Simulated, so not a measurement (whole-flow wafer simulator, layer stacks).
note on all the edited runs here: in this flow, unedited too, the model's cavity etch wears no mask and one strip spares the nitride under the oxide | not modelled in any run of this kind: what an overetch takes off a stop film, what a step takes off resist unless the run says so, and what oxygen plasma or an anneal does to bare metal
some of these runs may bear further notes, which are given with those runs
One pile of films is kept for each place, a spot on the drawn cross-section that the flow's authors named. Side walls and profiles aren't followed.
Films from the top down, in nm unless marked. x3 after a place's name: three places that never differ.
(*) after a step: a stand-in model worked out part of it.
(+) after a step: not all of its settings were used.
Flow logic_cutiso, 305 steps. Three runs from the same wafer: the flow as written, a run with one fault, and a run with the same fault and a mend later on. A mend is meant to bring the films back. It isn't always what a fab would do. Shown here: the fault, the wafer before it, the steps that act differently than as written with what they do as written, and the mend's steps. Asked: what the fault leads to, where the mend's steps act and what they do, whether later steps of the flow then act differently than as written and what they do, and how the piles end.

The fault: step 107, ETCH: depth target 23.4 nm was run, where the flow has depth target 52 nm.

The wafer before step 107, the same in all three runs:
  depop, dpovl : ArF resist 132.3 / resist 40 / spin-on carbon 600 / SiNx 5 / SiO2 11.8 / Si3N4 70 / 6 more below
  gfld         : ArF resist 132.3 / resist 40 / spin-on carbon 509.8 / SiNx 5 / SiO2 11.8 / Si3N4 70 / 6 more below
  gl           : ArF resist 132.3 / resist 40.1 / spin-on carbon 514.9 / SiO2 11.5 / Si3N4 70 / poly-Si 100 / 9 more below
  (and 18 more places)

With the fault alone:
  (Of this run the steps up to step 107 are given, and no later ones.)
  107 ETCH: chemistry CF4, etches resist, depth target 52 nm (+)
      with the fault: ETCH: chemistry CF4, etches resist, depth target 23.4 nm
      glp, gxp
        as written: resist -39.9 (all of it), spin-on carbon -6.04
        with the fault: resist -23.4
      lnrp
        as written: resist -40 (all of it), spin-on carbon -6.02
        with the fault: resist -23.4
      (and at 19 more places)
  After step 107 the piles differ from the flow's by more than 2% or 0.5 nm, whichever is larger, at depop, dpovl, gfld and 19 more.
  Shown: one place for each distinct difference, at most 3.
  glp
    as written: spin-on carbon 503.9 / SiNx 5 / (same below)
    with the fault: resist 16.5 / spin-on carbon 509.9 / SiNx 5 / (same below)
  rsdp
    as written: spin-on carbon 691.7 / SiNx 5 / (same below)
    with the fault: resist 16.5 / spin-on carbon 697.7 / SiNx 5 / (same below)
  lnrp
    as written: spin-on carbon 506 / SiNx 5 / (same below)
    with the fault: resist 16.6 / spin-on carbon 512.1 / SiNx 5 / (same below)

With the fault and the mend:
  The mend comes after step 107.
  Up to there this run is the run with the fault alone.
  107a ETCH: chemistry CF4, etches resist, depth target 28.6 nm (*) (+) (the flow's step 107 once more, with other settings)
      depop, dpovl, gfld and 14 more
        ArF resist -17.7
      glp, gxp
        resist -16.5 (all of it), spin-on carbon -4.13
      lnrp
        resist -16.6 (all of it), spin-on carbon -4.11
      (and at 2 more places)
  Later steps of the flow that act differently than as written (2 more steps differ only slightly, by at most 2% or 0.5 nm, whichever is larger, and aren't shown):
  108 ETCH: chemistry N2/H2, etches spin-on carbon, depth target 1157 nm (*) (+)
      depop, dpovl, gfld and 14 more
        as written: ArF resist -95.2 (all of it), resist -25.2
        with the mend: ArF resist -97.9 (all of it), resist -25.2
  At the end the piles are the same as the flow's at every place that both follow.
